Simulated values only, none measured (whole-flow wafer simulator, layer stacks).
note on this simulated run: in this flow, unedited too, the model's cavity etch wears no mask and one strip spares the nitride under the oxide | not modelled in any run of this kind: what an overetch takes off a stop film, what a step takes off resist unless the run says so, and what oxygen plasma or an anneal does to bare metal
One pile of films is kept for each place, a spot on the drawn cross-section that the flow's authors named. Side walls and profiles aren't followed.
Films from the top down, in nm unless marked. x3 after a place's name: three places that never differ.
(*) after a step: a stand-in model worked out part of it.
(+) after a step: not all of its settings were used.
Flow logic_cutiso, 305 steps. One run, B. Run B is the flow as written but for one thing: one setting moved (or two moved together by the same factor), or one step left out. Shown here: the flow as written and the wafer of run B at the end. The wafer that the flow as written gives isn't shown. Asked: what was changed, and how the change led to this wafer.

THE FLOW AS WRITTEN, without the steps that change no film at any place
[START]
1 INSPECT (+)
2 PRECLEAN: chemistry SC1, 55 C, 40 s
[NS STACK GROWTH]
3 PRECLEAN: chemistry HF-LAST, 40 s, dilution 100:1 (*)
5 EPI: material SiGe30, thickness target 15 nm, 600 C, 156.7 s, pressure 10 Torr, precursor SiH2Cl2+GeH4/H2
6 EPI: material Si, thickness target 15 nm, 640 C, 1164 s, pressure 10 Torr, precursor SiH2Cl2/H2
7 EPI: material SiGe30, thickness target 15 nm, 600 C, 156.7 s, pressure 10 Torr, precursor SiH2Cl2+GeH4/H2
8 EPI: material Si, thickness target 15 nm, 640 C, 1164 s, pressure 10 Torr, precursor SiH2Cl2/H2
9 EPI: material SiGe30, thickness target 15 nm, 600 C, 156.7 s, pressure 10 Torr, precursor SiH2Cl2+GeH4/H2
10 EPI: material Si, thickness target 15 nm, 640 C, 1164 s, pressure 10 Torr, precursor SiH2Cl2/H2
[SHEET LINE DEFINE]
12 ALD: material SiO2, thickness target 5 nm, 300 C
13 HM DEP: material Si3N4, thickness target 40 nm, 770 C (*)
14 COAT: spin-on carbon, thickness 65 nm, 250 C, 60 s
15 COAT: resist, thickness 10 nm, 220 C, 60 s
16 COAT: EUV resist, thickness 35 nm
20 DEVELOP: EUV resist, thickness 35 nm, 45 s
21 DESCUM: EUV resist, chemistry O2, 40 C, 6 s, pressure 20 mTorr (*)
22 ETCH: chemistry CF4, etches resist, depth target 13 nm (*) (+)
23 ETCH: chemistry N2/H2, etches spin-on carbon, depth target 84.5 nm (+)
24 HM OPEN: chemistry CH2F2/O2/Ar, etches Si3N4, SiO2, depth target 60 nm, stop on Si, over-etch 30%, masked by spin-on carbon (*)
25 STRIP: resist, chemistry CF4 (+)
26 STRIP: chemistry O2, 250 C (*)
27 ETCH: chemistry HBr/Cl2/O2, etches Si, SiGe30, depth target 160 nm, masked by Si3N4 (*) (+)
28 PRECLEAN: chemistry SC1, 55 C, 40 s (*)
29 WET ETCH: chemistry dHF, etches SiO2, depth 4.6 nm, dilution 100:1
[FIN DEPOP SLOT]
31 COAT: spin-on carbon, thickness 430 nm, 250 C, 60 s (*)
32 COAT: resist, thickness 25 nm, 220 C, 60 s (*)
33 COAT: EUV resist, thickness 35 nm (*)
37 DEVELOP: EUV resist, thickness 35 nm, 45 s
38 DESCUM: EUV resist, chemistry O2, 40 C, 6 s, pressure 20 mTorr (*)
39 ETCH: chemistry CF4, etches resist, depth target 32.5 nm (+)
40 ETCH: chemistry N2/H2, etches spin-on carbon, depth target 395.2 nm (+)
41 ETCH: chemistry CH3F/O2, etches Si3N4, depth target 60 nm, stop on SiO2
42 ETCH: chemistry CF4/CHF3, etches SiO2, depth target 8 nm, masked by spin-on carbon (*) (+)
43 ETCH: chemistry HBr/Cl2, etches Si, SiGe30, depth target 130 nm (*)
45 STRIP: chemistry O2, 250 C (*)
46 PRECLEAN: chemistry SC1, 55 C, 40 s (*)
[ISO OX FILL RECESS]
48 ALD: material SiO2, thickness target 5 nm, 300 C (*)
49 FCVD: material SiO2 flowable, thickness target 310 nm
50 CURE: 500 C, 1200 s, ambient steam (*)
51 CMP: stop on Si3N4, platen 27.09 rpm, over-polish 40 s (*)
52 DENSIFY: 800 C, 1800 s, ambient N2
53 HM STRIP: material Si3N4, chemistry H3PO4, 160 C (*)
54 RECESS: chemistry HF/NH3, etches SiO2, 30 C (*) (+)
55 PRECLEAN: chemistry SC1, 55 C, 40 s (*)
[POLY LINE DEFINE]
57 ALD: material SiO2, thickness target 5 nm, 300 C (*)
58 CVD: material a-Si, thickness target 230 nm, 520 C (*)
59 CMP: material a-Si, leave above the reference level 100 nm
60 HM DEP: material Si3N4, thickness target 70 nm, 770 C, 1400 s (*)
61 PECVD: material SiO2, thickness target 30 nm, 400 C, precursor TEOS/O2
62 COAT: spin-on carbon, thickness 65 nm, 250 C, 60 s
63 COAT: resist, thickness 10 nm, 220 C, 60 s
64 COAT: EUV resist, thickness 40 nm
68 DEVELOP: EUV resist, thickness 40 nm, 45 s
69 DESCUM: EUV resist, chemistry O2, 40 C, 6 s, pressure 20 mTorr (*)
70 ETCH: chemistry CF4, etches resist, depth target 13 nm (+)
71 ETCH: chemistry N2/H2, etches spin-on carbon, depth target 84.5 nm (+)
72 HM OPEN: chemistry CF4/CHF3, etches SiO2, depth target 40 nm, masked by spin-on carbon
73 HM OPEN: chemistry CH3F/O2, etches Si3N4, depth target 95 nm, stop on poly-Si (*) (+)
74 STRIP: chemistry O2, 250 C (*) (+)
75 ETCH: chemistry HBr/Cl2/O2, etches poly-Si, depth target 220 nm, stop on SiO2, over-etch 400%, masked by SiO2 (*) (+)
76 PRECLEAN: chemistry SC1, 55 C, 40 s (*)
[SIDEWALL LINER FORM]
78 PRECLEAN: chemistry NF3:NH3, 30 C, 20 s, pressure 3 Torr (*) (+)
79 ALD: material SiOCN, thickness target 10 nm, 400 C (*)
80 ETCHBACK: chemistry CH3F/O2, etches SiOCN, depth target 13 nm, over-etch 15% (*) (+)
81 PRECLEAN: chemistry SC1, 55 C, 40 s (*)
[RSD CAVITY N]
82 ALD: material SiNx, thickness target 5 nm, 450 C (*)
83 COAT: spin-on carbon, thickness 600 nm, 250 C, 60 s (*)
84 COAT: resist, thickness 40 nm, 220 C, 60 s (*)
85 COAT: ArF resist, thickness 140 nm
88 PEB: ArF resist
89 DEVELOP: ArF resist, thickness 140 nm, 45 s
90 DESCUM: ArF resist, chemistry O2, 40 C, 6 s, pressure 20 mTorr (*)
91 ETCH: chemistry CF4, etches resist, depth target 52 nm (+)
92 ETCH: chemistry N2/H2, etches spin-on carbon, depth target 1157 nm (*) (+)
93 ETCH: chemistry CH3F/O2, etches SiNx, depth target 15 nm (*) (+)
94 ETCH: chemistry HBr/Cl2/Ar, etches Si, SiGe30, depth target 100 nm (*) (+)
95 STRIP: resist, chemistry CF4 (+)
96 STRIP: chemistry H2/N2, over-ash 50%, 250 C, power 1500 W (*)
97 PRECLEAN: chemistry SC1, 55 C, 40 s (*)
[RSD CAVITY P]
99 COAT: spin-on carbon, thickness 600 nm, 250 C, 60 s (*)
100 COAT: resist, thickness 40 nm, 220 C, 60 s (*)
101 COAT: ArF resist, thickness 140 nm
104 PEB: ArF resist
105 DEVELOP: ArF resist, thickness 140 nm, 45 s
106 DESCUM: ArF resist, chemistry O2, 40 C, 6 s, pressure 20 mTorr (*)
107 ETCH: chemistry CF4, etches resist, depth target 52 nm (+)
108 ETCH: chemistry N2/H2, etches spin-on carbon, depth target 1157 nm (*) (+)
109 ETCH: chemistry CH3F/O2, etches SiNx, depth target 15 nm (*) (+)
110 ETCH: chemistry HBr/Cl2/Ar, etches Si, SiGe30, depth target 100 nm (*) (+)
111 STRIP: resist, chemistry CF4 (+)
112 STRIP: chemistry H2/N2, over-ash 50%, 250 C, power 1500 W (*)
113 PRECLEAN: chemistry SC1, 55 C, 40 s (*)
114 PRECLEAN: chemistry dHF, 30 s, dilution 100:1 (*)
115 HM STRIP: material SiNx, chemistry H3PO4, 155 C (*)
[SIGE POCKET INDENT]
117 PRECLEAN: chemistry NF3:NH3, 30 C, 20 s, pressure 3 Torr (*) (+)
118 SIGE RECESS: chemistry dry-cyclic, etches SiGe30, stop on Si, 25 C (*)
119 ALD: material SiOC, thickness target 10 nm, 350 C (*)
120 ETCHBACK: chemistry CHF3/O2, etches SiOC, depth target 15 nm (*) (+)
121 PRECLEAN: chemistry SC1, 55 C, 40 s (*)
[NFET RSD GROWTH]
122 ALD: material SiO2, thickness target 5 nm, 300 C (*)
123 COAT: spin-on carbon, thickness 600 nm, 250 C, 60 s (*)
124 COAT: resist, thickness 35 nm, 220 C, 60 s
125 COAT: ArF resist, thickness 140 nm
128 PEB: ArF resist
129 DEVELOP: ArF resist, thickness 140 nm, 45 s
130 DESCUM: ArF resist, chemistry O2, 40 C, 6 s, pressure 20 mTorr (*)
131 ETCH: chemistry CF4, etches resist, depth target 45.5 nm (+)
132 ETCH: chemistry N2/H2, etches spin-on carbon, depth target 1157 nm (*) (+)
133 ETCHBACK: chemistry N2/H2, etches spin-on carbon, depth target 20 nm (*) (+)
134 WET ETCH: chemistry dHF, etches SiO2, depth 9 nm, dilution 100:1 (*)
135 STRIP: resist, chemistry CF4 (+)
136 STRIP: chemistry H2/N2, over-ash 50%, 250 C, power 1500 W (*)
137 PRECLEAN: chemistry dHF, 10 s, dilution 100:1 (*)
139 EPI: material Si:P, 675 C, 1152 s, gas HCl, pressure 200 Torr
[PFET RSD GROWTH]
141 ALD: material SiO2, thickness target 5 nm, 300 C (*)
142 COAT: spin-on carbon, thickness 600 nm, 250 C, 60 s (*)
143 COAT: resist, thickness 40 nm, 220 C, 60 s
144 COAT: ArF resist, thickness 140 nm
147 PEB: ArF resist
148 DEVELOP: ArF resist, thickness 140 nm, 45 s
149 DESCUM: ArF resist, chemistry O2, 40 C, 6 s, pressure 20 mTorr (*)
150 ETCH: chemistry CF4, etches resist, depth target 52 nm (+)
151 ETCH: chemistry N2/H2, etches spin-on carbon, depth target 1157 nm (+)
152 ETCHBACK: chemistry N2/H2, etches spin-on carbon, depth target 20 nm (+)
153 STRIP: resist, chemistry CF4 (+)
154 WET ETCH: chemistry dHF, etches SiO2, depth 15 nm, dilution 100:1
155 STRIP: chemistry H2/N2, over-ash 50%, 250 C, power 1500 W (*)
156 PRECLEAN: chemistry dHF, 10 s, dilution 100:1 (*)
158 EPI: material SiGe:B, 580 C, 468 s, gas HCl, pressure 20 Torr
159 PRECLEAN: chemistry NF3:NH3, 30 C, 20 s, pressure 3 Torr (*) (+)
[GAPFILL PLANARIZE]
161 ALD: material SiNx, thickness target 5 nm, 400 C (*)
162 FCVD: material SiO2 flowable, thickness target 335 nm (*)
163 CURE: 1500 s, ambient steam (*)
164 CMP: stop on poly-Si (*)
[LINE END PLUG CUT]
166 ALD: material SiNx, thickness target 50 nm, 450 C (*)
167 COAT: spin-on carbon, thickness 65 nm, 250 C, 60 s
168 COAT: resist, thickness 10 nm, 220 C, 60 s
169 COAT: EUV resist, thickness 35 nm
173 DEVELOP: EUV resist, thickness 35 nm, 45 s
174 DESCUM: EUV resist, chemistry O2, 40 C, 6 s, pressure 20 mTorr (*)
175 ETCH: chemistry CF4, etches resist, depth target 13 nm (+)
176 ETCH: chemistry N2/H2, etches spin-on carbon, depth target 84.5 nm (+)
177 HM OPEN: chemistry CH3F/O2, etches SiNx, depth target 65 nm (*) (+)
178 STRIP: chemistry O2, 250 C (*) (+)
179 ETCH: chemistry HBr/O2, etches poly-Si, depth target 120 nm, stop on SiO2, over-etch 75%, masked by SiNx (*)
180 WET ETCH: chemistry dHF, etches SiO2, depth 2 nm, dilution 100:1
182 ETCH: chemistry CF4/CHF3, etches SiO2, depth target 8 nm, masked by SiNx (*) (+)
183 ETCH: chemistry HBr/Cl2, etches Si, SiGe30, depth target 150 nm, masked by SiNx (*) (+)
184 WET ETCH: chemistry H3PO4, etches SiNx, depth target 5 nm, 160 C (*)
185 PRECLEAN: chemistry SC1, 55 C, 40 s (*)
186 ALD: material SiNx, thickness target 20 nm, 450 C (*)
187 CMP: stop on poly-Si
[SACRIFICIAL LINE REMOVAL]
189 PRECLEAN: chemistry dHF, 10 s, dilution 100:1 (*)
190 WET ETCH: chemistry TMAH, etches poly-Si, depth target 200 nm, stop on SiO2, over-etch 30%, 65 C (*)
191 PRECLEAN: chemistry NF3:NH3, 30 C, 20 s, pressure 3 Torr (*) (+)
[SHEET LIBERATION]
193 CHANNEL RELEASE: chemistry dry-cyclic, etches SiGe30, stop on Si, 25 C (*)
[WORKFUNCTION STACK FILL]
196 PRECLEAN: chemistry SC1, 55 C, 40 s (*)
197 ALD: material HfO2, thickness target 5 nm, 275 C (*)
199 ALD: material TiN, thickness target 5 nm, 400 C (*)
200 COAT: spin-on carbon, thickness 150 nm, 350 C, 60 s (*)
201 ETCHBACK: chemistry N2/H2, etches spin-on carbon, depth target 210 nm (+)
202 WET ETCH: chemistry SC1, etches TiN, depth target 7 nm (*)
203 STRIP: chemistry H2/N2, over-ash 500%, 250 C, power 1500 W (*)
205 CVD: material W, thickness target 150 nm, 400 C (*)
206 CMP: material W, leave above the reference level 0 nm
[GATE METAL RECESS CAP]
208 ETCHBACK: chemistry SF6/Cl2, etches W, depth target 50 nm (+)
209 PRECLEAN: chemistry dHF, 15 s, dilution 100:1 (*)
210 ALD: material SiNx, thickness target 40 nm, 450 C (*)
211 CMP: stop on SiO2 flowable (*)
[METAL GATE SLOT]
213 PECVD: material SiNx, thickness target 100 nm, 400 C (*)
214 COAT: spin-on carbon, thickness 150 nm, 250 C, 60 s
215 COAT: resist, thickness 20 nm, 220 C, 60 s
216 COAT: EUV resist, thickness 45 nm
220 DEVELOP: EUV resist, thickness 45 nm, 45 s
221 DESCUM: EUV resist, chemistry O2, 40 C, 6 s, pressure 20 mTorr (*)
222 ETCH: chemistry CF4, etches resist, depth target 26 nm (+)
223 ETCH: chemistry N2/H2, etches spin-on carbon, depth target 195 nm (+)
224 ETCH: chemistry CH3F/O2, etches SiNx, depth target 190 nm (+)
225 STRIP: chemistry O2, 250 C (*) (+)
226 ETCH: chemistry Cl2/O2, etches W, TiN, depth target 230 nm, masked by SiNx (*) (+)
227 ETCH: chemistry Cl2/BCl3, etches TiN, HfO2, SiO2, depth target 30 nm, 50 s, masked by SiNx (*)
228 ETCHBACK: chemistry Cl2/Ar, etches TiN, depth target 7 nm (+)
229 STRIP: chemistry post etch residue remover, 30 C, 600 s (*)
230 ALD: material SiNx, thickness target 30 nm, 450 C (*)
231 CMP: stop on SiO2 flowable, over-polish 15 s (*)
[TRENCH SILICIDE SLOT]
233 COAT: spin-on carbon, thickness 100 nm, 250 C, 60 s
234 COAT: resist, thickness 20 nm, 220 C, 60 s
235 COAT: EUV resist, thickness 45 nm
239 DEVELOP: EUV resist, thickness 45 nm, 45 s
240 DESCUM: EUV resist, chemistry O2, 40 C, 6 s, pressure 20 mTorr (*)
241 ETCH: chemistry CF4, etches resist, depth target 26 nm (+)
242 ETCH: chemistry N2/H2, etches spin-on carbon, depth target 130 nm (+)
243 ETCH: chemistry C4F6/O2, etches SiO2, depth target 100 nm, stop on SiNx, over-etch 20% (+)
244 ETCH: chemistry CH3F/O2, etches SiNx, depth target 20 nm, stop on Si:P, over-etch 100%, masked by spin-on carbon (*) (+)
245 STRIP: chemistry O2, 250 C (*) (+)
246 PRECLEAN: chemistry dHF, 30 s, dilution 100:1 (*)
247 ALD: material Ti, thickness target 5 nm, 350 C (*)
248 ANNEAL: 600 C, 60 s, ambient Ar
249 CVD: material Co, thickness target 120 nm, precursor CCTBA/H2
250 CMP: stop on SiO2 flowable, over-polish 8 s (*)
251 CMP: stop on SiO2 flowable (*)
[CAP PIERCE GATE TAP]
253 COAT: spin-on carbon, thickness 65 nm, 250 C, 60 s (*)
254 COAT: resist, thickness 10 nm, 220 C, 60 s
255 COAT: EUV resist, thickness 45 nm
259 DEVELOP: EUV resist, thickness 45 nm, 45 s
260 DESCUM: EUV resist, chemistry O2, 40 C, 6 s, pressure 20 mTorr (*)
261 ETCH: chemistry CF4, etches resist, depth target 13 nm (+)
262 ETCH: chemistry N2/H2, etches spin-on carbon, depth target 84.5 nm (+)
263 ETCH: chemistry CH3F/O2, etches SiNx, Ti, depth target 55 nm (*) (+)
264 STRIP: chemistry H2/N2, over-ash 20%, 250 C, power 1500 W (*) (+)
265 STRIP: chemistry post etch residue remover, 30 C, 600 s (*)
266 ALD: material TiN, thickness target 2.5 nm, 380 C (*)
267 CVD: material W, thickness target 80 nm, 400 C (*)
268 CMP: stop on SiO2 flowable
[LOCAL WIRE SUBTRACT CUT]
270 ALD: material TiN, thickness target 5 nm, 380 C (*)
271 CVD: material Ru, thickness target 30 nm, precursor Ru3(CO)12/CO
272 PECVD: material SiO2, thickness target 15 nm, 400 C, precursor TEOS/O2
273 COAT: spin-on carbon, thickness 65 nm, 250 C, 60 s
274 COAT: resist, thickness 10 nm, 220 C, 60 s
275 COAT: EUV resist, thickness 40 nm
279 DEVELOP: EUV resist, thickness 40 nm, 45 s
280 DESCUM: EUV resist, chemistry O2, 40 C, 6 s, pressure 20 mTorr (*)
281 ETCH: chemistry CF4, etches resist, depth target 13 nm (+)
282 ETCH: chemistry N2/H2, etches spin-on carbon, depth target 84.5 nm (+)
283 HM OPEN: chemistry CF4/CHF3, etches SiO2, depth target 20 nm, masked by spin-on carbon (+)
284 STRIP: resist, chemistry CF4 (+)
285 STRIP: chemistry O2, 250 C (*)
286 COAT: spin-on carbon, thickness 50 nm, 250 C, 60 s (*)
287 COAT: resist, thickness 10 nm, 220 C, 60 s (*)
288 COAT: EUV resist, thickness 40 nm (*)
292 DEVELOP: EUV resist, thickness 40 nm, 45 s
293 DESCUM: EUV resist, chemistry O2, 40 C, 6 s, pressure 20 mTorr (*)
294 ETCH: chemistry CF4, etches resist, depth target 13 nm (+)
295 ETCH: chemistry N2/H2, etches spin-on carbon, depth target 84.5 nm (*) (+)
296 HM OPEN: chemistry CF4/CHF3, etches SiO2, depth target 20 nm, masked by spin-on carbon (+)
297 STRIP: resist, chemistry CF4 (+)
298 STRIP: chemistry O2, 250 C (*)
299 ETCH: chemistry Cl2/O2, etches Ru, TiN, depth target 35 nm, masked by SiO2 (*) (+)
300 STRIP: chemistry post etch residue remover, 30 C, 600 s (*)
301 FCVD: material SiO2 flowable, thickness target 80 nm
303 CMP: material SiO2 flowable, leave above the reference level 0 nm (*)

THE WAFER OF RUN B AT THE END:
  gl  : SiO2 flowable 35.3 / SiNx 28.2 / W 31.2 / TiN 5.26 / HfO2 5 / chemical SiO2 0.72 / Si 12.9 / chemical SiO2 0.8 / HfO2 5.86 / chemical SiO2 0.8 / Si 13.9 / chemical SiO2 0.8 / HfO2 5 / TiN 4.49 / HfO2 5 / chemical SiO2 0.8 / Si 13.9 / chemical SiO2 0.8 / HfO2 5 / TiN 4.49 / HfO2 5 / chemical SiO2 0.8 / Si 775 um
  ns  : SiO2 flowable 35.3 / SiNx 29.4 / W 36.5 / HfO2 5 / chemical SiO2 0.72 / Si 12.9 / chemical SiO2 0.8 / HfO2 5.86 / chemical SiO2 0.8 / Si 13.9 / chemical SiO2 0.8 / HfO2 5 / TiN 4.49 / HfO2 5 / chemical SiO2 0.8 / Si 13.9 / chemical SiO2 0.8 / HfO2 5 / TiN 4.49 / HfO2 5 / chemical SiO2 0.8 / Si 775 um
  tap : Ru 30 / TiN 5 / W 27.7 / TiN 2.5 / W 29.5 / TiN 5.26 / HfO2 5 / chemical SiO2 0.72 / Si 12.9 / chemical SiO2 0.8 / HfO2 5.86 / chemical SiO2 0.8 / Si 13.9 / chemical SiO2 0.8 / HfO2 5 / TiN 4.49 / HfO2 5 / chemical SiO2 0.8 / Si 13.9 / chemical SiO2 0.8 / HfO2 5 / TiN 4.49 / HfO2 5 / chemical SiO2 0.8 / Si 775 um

The cause: step 9, EPI: thickness target 6.4 nm was run, where the flow has thickness target 15 nm; step 9, EPI: 66.6 s was run, where the flow has 156.7 s.

How the change led to this, step by step:
  9 EPI: material SiGe30, thickness target 15 nm, 600 C, 156.7 s, pressure 10 Torr, precursor SiH2Cl2+GeH4/H2
      depop, dpovl, gfld and 19 more: SiGe30 +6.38 (new film) (as written it would be: SiGe30 +15 (new film))
  27 ETCH: chemistry HBr/Cl2/O2, etches Si, SiGe30, depth target 160 nm, masked by Si3N4 (*) (+)
      gfld, gxf, iso, lnri: chemical SiO2 -0.79 (all of it), Si -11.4 (all of it), SiGe30 -6.38 (all of it), Si -15 (all of it), SiGe30 -15 (all of it), Si -15 (all of it), SiGe30 -15 (all of it), Si -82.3 (as written it would be: chemical SiO2 -0.79 (all of it), Si -11.4 (all of it), SiGe30 -15 (all of it), Si -15 (all of it), SiGe30 -15 (all of it), Si -15 (all of it), SiGe30 -15 (all of it), Si -73.6)
      dpovl, nsgap: chemical SiO2 -0.79 (all of it), Si -11.8 (all of it), SiGe30 -6.38 (all of it), Si -15 (all of it), SiGe30 -15 (all of it), Si -15 (all of it), SiGe30 -15 (all of it), Si -81.9 (as written it would be: chemical SiO2 -0.79 (all of it), Si -11.8 (all of it), SiGe30 -15 (all of it), Si -15 (all of it), SiGe30 -15 (all of it), Si -15 (all of it), SiGe30 -15 (all of it), Si -73.2)
      (and at 1 more place)
  43 ETCH: chemistry HBr/Cl2, etches Si, SiGe30, depth target 130 nm (*)
      depop: Si -14 (all of it), SiGe30 -6.38 (all of it), Si -15 (all of it), SiGe30 -15 (all of it), Si -15 (all of it), SiGe30 -15 (all of it), Si -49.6 (as written it would be: Si -14 (all of it), SiGe30 -15 (all of it), Si -15 (all of it), SiGe30 -15 (all of it), Si -15 (all of it), SiGe30 -15 (all of it), Si -41)
  94 ETCH: chemistry HBr/Cl2/Ar, etches Si, SiGe30, depth target 100 nm (*) (+)
      rsdn, rsdx: chemical SiO2 -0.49 (all of it), Si -12.8 (all of it), SiGe30 -6.38 (all of it), Si -15 (all of it), SiGe30 -15 (all of it), Si -15 (all of it), SiGe30 -15 (all of it), Si -20.8 (as written it would be: chemical SiO2 -0.49 (all of it), Si -12.8 (all of it), SiGe30 -15 (all of it), Si -15 (all of it), SiGe30 -15 (all of it), Si -15 (all of it), SiGe30 -15 (all of it), Si -12.2)
  110 ETCH: chemistry HBr/Cl2/Ar, etches Si, SiGe30, depth target 100 nm (*) (+)
      rsdp, rsdw: chemical SiO2 -0.49 (all of it), Si -12.8 (all of it), SiGe30 -6.38 (all of it), Si -15 (all of it), SiGe30 -15 (all of it), Si -15 (all of it), SiGe30 -15 (all of it), Si -20.8 (as written it would be: chemical SiO2 -0.49 (all of it), Si -12.8 (all of it), SiGe30 -15 (all of it), Si -15 (all of it), SiGe30 -15 (all of it), Si -15 (all of it), SiGe30 -15 (all of it), Si -12.2)
  118 SIGE RECESS: chemistry dry-cyclic, etches SiGe30, stop on Si, 25 C (*)
      lnr, lnrp, lnrt: SiOCN -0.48, Si -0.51, cavity +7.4 (new film), SiGe30 -6.38 (all of it), Si -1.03, cavity +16 (new film), SiGe30 -15 (all of it), Si -1.03, cavity +16 (new film), SiGe30 -15 (all of it), Si -0.51 (as written it would be: SiOCN -0.48, Si -0.51, cavity +16 (new film), SiGe30 -15 (all of it), Si -1.03, cavity +16 (new film), SiGe30 -15 (all of it), Si -1.03, cavity +16 (new film), SiGe30 -15 (all of it), Si -0.51)
  119 ALD: material SiOC, thickness target 10 nm, 350 C (*)
      lnr, lnrp, lnrt: SiOC +10 (new film), SiOC +7.4 (new film), cavity -7.4 (all of it), SiOC +16 (new film), cavity -16 (all of it), SiOC +16 (new film), cavity -16 (all of it) (as written it would be: SiOC +10 (new film), SiOC +16 (new film), cavity -16 (all of it), SiOC +16 (new film), cavity -16 (all of it), SiOC +16 (new film), cavity -16 (all of it))
  183 ETCH: chemistry HBr/Cl2, etches Si, SiGe30, depth target 150 nm, masked by SiNx (*) (+)
      plug: Si -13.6 (all of it), SiGe30 -6.38 (all of it), Si -15 (all of it), SiGe30 -15 (all of it), Si -15 (all of it), SiGe30 -15 (all of it), Si -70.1 (as written it would be: Si -13.6 (all of it), SiGe30 -15 (all of it), Si -15 (all of it), SiGe30 -15 (all of it), Si -15 (all of it), SiGe30 -15 (all of it), Si -61.4)
  193 CHANNEL RELEASE: chemistry dry-cyclic, etches SiGe30, stop on Si, 25 C (*)
      gl, glp, gxn, gxp, ns, tap: chemical SiO2 +0.8 (new film), Si -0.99, chemical SiO2 +0.8 (new film), cavity +5.86 (new film), chemical SiO2 +0.8 (new film), SiGe30 -6.38 (all of it), Si -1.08, chemical SiO2 +0.8 (new film), cavity +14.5 (new film), chemical SiO2 +0.8 (new film), SiGe30 -15 (all of it), Si -1.08, chemical SiO2 +0.8 (new film), cavity +14.5 (new film), chemical SiO2 +0.8 (new film), SiGe30 -15 (all of it), Si -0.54 (as written it would be: chemical SiO2 +0.8 (new film), Si -0.99, chemical SiO2 +0.8 (new film), cavity +14.5 (new film), chemical SiO2 +0.8 (new film), SiGe30 -15 (all of it), Si -1.08, chemical SiO2 +0.8 (new film), cavity +14.5 (new film), chemical SiO2 +0.8 (new film), SiGe30 -15 (all of it), Si -1.08, chemical SiO2 +0.8 (new film), cavity +14.5 (new film), chemical SiO2 +0.8 (new film), SiGe30 -15 (all of it), Si -0.54)
  197 ALD: material HfO2, thickness target 5 nm, 275 C (*)
      gl, glp, gxn, gxp, ns, tap: HfO2 +5 (new film), HfO2 +5.86 (new film), cavity -5.86 (all of it), HfO2 +5 (new film), cavity -10, HfO2 +5 (new film), HfO2 +5 (new film), cavity -10, HfO2 +5 (new film) (as written it would be: HfO2 +5 (new film), HfO2 +5 (new film), cavity -10, HfO2 +5 (new film), HfO2 +5 (new film), cavity -10, HfO2 +5 (new film), HfO2 +5 (new film), cavity -10, HfO2 +5 (new film))
  199 ALD: material TiN, thickness target 5 nm, 400 C (*)
      gl, glp, tap: TiN +5.26 (new film), TiN +4.49 (new film), cavity -4.49 (all of it), TiN +4.49 (new film), cavity -4.49 (all of it) (as written it would be: TiN +5.26 (new film), TiN +4.49 (new film), cavity -4.49 (all of it), TiN +4.49 (new film), cavity -4.49 (all of it), TiN +4.49 (new film), cavity -4.49 (all of it))
      gxn, gxp, ns: TiN +5 (new film), TiN +4.49 (new film), cavity -4.49 (all of it), TiN +4.49 (new film), cavity -4.49 (all of it) (as written it would be: TiN +5 (new film), TiN +4.49 (new film), cavity -4.49 (all of it), TiN +4.49 (new film), cavity -4.49 (all of it), TiN +4.49 (new film), cavity -4.49 (all of it))
Counting metal films that touch as one body, gl has 3 bodies (between them, from the top down: HfO2 5 / chemical SiO2 0.72 / Si 12.9 / chemical SiO2 0.8 / HfO2 5.86 / chemical SiO2 0.8 / Si 13.9 / chemical SiO2 0.8 / HfO2 5; HfO2 5 / chemical SiO2 0.8 / Si 13.9 / chemical SiO2 0.8 / HfO2 5); the flow as written gives 4 bodies (between them, from the top down: HfO2 5 / chemical SiO2 0.72 / Si 12.9 / chemical SiO2 0.8 / HfO2 5; HfO2 5 / chemical SiO2 0.8 / Si 13.9 / chemical SiO2 0.8 / HfO2 5; HfO2 5 / chemical SiO2 0.8 / Si 13.9 / chemical SiO2 0.8 / HfO2 5).
Counting metal films that touch as one body, ns has 3 bodies (between them, from the top down: HfO2 5 / chemical SiO2 0.72 / Si 12.9 / chemical SiO2 0.8 / HfO2 5.86 / chemical SiO2 0.8 / Si 13.9 / chemical SiO2 0.8 / HfO2 5; HfO2 5 / chemical SiO2 0.8 / Si 13.9 / chemical SiO2 0.8 / HfO2 5); the flow as written gives 4 bodies (between them, from the top down: HfO2 5 / chemical SiO2 0.72 / Si 12.9 / chemical SiO2 0.8 / HfO2 5; HfO2 5 / chemical SiO2 0.8 / Si 13.9 / chemical SiO2 0.8 / HfO2 5; HfO2 5 / chemical SiO2 0.8 / Si 13.9 / chemical SiO2 0.8 / HfO2 5).
Counting metal films that touch as one body, tap has 3 bodies (between them, from the top down: HfO2 5 / chemical SiO2 0.72 / Si 12.9 / chemical SiO2 0.8 / HfO2 5.86 / chemical SiO2 0.8 / Si 13.9 / chemical SiO2 0.8 / HfO2 5; HfO2 5 / chemical SiO2 0.8 / Si 13.9 / chemical SiO2 0.8 / HfO2 5); the flow as written gives 4 bodies (between them, from the top down: HfO2 5 / chemical SiO2 0.72 / Si 12.9 / chemical SiO2 0.8 / HfO2 5; HfO2 5 / chemical SiO2 0.8 / Si 13.9 / chemical SiO2 0.8 / HfO2 5; HfO2 5 / chemical SiO2 0.8 / Si 13.9 / chemical SiO2 0.8 / HfO2 5).
